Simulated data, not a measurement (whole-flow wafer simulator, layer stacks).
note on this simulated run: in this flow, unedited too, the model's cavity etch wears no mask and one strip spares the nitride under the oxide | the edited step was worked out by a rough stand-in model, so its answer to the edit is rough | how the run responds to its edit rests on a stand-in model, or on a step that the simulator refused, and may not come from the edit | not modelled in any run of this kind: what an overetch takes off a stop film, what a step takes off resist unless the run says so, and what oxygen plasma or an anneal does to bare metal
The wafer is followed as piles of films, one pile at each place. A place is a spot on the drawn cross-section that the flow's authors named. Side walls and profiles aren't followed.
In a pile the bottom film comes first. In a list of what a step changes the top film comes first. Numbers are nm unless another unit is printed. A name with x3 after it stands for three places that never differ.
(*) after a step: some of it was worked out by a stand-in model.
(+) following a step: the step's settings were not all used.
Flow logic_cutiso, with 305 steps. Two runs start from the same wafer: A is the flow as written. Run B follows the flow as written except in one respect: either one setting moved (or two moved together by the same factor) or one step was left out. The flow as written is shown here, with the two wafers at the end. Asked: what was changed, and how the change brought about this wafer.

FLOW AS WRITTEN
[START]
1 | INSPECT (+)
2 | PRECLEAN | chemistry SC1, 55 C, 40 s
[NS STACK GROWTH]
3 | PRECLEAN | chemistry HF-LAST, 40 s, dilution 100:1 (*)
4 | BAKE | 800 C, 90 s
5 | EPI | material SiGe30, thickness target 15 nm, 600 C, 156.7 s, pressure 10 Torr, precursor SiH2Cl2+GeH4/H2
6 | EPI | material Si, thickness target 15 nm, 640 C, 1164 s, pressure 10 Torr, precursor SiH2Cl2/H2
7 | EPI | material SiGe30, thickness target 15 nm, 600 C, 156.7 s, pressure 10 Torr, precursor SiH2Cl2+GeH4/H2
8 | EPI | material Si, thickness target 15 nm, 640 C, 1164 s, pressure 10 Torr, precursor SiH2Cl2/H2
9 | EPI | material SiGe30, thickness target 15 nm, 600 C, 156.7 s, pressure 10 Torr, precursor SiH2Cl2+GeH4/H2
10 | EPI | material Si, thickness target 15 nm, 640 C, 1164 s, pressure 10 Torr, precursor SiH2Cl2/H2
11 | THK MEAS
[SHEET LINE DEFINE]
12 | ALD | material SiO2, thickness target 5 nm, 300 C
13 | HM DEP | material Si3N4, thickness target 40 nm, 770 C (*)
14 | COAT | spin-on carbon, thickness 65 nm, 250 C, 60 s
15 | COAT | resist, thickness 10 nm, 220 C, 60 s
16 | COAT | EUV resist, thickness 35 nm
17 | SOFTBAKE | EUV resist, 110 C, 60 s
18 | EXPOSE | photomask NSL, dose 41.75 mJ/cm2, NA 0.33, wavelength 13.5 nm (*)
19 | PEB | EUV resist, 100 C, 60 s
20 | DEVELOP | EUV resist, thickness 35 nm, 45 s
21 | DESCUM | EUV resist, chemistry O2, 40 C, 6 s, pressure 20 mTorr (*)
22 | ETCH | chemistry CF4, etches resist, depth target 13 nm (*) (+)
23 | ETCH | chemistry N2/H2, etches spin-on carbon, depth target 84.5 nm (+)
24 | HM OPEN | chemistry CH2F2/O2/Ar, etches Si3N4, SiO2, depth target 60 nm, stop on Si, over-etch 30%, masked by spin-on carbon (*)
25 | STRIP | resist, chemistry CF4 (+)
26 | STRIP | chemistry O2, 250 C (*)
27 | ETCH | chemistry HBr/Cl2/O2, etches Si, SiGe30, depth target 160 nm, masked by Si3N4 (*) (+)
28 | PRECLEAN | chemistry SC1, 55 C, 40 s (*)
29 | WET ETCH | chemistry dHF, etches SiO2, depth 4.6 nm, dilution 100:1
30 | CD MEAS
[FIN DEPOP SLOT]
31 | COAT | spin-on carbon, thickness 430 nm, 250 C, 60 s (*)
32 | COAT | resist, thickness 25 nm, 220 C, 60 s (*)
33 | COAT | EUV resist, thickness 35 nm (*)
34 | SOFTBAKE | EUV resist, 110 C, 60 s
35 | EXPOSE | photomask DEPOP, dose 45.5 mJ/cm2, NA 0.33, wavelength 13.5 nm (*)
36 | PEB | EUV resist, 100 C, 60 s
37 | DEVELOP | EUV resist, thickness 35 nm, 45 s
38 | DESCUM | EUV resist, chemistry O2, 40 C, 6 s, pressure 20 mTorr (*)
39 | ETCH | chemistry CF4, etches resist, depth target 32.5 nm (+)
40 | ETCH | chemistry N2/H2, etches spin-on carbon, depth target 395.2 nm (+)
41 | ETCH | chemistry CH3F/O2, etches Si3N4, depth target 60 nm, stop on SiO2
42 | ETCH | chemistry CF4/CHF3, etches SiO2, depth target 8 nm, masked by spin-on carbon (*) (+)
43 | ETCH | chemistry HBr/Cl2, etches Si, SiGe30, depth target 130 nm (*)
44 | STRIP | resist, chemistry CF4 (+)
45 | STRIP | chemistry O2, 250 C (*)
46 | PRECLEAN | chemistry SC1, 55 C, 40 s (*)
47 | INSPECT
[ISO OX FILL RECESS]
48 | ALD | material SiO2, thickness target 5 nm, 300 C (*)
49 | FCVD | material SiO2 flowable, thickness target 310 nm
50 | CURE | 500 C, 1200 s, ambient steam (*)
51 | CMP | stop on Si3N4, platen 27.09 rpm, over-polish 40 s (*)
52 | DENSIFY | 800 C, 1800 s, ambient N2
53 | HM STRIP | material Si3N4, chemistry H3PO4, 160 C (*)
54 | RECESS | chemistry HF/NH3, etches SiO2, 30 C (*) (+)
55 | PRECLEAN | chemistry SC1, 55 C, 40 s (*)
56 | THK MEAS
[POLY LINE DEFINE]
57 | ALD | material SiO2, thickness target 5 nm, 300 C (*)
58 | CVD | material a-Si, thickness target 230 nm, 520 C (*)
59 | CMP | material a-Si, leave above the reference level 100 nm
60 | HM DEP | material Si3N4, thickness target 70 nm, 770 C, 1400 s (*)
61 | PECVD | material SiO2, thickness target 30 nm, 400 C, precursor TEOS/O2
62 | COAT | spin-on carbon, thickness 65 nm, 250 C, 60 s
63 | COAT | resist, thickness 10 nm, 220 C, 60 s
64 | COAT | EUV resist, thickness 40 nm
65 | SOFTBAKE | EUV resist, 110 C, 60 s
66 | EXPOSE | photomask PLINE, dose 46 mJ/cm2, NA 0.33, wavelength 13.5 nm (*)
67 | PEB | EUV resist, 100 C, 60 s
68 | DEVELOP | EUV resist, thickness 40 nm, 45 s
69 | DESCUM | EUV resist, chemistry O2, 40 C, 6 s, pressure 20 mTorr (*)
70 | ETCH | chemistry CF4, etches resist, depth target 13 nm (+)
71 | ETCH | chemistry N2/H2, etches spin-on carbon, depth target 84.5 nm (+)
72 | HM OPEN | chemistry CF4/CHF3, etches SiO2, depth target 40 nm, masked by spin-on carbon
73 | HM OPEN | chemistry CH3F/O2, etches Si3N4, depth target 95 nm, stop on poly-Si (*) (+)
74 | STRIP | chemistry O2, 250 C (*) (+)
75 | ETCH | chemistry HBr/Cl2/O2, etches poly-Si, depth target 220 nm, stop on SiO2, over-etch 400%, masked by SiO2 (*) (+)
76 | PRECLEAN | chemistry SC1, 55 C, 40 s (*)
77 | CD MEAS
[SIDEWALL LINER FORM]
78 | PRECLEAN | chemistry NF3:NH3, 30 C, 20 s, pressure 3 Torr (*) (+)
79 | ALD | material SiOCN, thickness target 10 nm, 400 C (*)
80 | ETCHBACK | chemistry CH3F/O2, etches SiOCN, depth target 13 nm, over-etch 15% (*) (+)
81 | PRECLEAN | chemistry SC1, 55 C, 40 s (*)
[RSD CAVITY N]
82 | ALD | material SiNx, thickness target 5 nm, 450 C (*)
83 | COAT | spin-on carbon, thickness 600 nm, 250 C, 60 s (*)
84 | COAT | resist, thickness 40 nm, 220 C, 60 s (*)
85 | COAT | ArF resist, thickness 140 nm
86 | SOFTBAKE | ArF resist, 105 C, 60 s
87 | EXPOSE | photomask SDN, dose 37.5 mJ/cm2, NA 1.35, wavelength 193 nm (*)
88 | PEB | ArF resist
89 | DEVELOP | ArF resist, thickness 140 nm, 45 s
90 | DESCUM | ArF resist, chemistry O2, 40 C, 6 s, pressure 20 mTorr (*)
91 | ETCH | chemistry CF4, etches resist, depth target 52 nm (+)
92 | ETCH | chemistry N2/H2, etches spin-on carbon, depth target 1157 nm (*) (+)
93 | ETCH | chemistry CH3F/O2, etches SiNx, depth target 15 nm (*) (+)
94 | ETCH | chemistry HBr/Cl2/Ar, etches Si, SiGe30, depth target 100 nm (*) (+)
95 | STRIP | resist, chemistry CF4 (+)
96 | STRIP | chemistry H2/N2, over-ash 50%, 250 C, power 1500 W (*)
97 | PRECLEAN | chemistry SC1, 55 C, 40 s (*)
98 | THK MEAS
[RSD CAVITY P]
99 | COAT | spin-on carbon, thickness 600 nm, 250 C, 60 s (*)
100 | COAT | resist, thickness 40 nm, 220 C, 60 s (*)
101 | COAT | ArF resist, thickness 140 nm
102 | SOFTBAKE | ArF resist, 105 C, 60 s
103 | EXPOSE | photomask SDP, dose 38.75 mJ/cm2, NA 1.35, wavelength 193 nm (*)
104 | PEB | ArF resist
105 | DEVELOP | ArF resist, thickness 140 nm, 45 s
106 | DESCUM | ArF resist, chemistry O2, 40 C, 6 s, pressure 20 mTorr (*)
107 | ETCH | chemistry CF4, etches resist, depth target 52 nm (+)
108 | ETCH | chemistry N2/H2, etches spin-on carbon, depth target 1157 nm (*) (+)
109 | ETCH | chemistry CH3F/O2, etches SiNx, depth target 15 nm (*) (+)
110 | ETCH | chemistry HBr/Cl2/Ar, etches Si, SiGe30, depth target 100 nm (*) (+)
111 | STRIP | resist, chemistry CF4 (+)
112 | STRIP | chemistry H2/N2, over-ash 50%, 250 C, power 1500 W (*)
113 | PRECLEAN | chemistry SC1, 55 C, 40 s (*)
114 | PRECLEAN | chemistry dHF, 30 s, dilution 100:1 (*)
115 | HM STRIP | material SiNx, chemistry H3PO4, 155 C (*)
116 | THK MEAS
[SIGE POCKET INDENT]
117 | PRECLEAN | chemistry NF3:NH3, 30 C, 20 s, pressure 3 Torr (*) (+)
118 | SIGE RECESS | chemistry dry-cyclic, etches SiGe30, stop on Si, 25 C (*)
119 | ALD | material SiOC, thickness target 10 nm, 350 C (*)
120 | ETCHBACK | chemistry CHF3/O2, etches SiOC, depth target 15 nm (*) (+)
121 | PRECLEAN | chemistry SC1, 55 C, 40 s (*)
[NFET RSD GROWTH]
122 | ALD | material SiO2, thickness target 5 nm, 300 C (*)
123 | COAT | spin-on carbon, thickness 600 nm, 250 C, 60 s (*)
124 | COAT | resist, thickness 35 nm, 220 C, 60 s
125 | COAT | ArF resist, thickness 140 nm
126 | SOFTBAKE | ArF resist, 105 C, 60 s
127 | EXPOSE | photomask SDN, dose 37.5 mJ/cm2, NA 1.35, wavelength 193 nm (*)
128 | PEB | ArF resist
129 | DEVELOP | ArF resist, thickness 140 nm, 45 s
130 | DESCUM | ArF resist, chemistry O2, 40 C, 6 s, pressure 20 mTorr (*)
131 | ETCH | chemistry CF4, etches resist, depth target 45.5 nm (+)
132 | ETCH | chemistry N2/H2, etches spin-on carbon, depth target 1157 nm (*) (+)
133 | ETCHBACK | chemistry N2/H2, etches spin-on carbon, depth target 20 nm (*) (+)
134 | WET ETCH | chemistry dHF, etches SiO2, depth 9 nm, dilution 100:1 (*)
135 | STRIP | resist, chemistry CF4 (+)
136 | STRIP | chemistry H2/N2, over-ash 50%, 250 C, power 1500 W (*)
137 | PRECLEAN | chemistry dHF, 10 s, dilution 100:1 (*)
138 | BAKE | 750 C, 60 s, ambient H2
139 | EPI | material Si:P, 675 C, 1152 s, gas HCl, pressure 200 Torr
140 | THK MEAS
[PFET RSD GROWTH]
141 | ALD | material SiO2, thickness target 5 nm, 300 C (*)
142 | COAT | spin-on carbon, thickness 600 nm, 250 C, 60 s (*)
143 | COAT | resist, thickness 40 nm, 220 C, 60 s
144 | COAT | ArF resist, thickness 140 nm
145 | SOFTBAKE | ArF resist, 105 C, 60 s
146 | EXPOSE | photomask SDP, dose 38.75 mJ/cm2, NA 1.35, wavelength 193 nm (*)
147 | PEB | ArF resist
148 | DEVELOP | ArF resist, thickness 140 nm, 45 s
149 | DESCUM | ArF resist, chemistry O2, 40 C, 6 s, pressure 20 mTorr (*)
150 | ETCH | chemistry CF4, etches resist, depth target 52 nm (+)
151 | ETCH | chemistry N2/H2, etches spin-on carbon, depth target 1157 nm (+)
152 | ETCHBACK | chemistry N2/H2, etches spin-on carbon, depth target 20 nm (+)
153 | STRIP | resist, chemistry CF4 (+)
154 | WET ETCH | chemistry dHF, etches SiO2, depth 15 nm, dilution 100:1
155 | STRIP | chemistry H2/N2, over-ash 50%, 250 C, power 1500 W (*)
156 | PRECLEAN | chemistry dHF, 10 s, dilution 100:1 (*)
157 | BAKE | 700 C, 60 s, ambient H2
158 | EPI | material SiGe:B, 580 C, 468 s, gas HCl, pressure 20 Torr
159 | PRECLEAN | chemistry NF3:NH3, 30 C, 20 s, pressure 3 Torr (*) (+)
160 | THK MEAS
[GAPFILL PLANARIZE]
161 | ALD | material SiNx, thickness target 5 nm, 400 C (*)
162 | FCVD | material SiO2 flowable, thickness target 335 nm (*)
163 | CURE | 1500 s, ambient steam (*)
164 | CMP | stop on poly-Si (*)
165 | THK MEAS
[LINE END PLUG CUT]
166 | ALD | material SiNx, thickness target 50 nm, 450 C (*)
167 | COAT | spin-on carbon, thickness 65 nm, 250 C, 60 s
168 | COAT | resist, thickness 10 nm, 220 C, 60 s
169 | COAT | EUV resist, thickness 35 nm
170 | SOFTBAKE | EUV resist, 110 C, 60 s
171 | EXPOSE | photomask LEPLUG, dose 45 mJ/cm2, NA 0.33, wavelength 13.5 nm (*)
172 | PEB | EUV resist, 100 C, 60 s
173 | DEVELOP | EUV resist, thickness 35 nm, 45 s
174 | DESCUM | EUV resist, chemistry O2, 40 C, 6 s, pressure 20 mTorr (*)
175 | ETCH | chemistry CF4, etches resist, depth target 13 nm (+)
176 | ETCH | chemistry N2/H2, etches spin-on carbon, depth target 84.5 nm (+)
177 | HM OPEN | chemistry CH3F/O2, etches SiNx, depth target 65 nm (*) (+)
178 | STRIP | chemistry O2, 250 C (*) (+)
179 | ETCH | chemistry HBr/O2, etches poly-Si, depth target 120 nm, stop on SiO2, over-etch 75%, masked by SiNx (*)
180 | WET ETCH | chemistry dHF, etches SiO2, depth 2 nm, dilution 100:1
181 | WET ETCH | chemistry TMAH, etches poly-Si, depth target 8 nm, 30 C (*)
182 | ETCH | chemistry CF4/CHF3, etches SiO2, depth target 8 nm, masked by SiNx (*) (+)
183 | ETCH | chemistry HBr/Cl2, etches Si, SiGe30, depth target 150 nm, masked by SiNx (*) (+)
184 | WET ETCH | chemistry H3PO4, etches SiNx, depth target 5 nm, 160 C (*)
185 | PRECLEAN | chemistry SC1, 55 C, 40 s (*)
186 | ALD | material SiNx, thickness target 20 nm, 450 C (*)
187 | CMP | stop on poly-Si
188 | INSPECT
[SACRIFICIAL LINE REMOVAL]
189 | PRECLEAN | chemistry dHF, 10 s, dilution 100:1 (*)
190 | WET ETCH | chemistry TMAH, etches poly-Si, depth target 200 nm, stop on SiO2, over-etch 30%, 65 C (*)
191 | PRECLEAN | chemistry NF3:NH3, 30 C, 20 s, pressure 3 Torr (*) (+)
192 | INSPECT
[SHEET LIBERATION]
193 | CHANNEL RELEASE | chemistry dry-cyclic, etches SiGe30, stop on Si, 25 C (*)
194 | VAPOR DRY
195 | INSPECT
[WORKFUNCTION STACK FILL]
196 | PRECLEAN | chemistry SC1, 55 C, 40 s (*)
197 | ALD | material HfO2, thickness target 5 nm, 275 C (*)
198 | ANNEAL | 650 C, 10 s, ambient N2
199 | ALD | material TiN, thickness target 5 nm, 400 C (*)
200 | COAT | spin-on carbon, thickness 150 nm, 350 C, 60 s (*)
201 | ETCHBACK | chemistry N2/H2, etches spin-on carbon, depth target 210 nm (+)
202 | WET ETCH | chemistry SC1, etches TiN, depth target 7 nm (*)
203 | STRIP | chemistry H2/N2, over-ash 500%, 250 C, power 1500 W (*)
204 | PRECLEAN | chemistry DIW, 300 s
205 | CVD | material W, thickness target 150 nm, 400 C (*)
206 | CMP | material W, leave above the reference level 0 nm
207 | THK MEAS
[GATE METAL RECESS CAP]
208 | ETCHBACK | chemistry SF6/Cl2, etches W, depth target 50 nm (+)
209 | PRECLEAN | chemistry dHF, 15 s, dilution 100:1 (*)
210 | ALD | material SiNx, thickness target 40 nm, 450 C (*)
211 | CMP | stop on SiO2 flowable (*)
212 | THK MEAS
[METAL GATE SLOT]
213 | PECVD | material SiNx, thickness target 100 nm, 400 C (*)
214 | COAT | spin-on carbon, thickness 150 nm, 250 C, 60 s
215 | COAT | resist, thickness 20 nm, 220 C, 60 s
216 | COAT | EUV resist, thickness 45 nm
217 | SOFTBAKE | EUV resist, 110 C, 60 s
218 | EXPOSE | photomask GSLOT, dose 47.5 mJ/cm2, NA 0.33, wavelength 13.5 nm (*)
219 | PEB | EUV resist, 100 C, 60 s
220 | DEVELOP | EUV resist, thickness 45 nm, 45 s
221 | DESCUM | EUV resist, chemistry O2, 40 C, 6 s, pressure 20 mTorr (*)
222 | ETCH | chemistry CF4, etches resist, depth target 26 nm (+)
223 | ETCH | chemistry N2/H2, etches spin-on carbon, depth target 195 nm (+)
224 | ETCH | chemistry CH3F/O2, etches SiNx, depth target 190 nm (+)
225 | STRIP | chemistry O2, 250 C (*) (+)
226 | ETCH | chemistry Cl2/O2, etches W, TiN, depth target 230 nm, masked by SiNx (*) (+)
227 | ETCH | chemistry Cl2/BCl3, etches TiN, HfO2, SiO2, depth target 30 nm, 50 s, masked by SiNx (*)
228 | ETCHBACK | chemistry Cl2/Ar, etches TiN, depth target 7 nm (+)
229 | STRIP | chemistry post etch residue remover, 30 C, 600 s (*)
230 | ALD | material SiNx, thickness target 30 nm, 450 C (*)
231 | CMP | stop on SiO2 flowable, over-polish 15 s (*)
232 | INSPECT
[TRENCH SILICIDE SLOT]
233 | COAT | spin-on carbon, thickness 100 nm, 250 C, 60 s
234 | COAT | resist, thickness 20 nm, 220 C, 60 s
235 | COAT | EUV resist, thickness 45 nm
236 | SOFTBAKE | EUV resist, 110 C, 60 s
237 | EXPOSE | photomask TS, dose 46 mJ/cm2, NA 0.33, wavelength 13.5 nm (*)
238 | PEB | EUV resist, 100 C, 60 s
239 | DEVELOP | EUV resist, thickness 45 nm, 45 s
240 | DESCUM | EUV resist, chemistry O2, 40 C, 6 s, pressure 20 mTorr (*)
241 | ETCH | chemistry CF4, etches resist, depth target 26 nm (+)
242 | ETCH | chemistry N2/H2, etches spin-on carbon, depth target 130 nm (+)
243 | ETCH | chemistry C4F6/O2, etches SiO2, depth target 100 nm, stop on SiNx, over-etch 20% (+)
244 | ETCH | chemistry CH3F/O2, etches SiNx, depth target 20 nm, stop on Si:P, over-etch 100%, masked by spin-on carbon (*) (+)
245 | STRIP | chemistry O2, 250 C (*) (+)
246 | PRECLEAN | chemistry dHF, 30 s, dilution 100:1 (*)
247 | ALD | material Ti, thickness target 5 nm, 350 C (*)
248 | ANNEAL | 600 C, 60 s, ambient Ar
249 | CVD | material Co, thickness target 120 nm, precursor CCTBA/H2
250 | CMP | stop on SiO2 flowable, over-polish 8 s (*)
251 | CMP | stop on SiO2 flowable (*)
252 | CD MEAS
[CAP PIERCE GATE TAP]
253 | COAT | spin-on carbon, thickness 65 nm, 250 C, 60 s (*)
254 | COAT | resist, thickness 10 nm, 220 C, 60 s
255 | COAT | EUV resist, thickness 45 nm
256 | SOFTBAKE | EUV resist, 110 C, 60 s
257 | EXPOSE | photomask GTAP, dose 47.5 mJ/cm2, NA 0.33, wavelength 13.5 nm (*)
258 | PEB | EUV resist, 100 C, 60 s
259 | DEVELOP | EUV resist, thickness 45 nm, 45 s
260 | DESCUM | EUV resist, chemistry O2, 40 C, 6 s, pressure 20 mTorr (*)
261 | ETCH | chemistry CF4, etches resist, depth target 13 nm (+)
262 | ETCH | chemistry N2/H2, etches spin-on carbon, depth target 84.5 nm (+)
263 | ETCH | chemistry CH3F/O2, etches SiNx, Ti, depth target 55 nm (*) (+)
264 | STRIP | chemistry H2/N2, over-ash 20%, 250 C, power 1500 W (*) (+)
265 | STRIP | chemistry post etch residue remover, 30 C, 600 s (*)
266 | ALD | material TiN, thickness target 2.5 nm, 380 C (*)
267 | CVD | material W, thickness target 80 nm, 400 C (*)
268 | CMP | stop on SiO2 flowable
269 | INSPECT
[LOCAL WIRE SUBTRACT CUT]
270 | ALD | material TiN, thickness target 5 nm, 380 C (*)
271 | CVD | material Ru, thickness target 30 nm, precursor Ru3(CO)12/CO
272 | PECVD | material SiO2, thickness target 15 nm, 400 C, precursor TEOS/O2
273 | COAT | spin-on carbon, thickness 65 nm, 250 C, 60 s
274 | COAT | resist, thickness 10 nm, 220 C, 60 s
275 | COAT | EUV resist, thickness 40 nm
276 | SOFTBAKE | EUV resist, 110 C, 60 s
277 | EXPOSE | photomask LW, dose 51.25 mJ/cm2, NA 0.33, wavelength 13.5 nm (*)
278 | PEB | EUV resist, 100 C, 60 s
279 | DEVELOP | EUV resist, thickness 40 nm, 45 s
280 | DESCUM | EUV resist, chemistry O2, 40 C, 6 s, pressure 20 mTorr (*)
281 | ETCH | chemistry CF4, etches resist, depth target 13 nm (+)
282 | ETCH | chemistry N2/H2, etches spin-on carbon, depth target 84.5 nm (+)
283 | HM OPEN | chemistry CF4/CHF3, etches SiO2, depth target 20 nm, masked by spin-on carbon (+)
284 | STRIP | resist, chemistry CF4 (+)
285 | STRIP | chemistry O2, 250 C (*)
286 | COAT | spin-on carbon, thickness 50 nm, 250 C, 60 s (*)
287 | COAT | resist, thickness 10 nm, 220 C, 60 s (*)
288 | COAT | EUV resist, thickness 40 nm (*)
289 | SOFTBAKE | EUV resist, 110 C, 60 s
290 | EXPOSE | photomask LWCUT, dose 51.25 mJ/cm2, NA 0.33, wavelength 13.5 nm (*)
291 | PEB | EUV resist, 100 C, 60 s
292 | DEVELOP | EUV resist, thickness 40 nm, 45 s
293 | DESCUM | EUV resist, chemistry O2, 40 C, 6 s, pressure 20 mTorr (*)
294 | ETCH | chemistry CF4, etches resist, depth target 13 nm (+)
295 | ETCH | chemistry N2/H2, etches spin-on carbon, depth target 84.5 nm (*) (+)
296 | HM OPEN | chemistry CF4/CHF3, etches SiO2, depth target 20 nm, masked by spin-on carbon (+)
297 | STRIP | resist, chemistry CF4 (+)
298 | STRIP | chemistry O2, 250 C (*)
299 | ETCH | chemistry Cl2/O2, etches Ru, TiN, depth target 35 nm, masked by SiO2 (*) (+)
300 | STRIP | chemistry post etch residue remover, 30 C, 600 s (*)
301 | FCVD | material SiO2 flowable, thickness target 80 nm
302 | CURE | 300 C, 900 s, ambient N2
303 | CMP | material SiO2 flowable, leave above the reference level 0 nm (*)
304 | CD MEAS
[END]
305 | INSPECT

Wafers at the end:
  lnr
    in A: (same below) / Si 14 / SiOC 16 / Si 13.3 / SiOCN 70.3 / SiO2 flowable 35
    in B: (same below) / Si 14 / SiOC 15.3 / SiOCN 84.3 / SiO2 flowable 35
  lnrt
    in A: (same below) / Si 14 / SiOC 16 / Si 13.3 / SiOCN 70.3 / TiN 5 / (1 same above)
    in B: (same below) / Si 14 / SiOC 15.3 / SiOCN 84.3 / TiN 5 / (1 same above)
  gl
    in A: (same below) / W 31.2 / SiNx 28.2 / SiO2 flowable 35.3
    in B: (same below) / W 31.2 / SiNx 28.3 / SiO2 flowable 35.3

What caused this: step 75, ETCH: over-etch 620% was run, though the flow has over-etch 400%.

How this came from the change, step by step:
  75 | ETCH | chemistry HBr/Cl2/O2, etches poly-Si, depth target 220 nm, stop on SiO2, over-etch 400%, masked by SiO2 (*) (+)
      lnr, lnrp, lnrt, rsdn, rsdp, rsdw, rsdx: A -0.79 chemical SiO2 (all of it), -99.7 poly-Si (all of it), -5 SiO2 (all of it) | B -0.79 chemical SiO2 (all of it), -99.7 poly-Si (all of it), -5 SiO2 (all of it), -0.49 chemical SiO2 (all of it), -13.9 Si (all of it)
      iso, lnri: A -0.79 chemical SiO2 (all of it), -189.1 poly-Si (all of it), -4.55 SiO2 | B -0.79 chemical SiO2 (all of it), -189.1 poly-Si (all of it), -5 SiO2 (all of it), -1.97 SiO2 flowable
      (also at 13 further places)
  80 | ETCHBACK | chemistry CH3F/O2, etches SiOCN, depth target 13 nm, over-etch 15% (*) (+)
      rsdn, rsdp, rsdw, rsdx: A -10 SiOCN (all of it), -0.7 Si | B -10 SiOCN (all of it), -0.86 SiGe30
      lnr, lnrp, lnrt: A +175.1 SiOCN | B +187.1 SiOCN
  94 | ETCH | chemistry HBr/Cl2/Ar, etches Si, SiGe30, depth target 100 nm (*) (+)
      rsdn, rsdx: A -0.49 chemical SiO2 (all of it), -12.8 Si (all of it), -15 SiGe30 (all of it), -15 Si (all of it), -15 SiGe30 (all of it), -15 Si (all of it), -15 SiGe30 (all of it), -12.2 Si | B -0.49 chemical SiO2 (all of it), -13.7 SiGe30 (all of it), -15 Si (all of it), -15 SiGe30 (all of it), -15 Si (all of it), -15 SiGe30 (all of it), -26.3 Si
  110 | ETCH | chemistry HBr/Cl2/Ar, etches Si, SiGe30, depth target 100 nm (*) (+)
      rsdp, rsdw: A -0.49 chemical SiO2 (all of it), -12.8 Si (all of it), -15 SiGe30 (all of it), -15 Si (all of it), -15 SiGe30 (all of it), -15 Si (all of it), -15 SiGe30 (all of it), -12.2 Si | B -0.49 chemical SiO2 (all of it), -13.7 SiGe30 (all of it), -15 Si (all of it), -15 SiGe30 (all of it), -15 Si (all of it), -15 SiGe30 (all of it), -26.3 Si
  118 | SIGE RECESS | chemistry dry-cyclic, etches SiGe30, stop on Si, 25 C (*)
      lnr, lnrp, lnrt: A -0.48 SiOCN, -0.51 Si, +16 cavity (new film), -15 SiGe30 (all of it), -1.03 Si, +16 cavity (new film), -15 SiGe30 (all of it), -1.03 Si, +16 cavity (new film), -15 SiGe30 (all of it), -0.51 Si | B -0.48 SiOCN, +15.3 cavity (new film), -14.8 SiGe30 (all of it), -1.03 Si, +16 cavity (new film), -15 SiGe30 (all of it), -1.03 Si, +16 cavity (new film), -15 SiGe30 (all of it), -0.51 Si
  119 | ALD | material SiOC, thickness target 10 nm, 350 C (*)
      lnr, lnrp, lnrt: A +10 SiOC (new film), +16 SiOC (new film), -16 cavity (all of it), +16 SiOC (new film), -16 cavity (all of it), +16 SiOC (new film), -16 cavity (all of it) | B +10 SiOC (new film), +15.3 SiOC (new film), -15.3 cavity (all of it), +16 SiOC (new film), -16 cavity (all of it), +16 SiOC (new film), -16 cavity (all of it)
  120 | ETCHBACK | chemistry CHF3/O2, etches SiOC, depth target 15 nm (*) (+)
      gxn: A -11 SiOC (all of it), -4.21 SiO2 (all of it) | B -10.8 SiOC (all of it), -2.12 SiO2 (all of it), -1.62 Si3N4
      gxp: A -11 SiOC (all of it), -4.25 SiO2 (all of it) | B -10.7 SiOC (all of it), -2.16 SiO2 (all of it), -1.61 Si3N4
      (also at 3 further places)
  122 | ALD | material SiO2, thickness target 5 nm, 300 C (*)
      gxn: A +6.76 SiO2 (new film) | B +5.22 SiO2 (new film)
      gxp: A +6.75 SiO2 (new film) | B +5.2 SiO2 (new film)
  132 | ETCH | chemistry N2/H2, etches spin-on carbon, depth target 1157 nm (*) (+)
      gxn: A -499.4 spin-on carbon (all of it), -6.06 SiO2 | B -497.1 spin-on carbon (all of it), -5.22 SiO2 (all of it), -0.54 Si3N4
  133 | ETCHBACK | chemistry N2/H2, etches spin-on carbon, depth target 20 nm (*) (+)
      gxn: A -0.7 SiO2 (all of it), -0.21 Si3N4 | B -0.56 Si3N4
  139 | EPI | material Si:P, 675 C, 1152 s, gas HCl, pressure 200 Torr
      rsdn, rsdx: A +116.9 Si:P (new film) | B +131 Si:P (new film)
  141 | ALD | material SiO2, thickness target 5 nm, 300 C (*)
      gxp: A +5 SiO2 | B +7 SiO2
  158 | EPI | material SiGe:B, 580 C, 468 s, gas HCl, pressure 20 Torr
      rsdp, rsdw: A +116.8 SiGe:B (new film) | B +131 SiGe:B (new film)
  164 | CMP | stop on poly-Si (*)
      depop, dpovl, isow, ns, nsgap: A -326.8 SiO2 flowable (all of it), -5 SiNx (all of it), -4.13 SiO2 (all of it), -70 Si3N4 (all of it) | B -326.8 SiO2 flowable (all of it), -5 SiNx (all of it), -2.05 SiO2 (all of it), -70 Si3N4 (all of it)
      gfld, gxf: A -251.9 SiO2 flowable (all of it), -5 SiNx (all of it), -4.13 SiO2 (all of it), -70 Si3N4 (all of it) | B -252.5 SiO2 flowable (all of it), -5 SiNx (all of it), -2.05 SiO2 (all of it), -70 Si3N4 (all of it)
      (also at 10 further places)
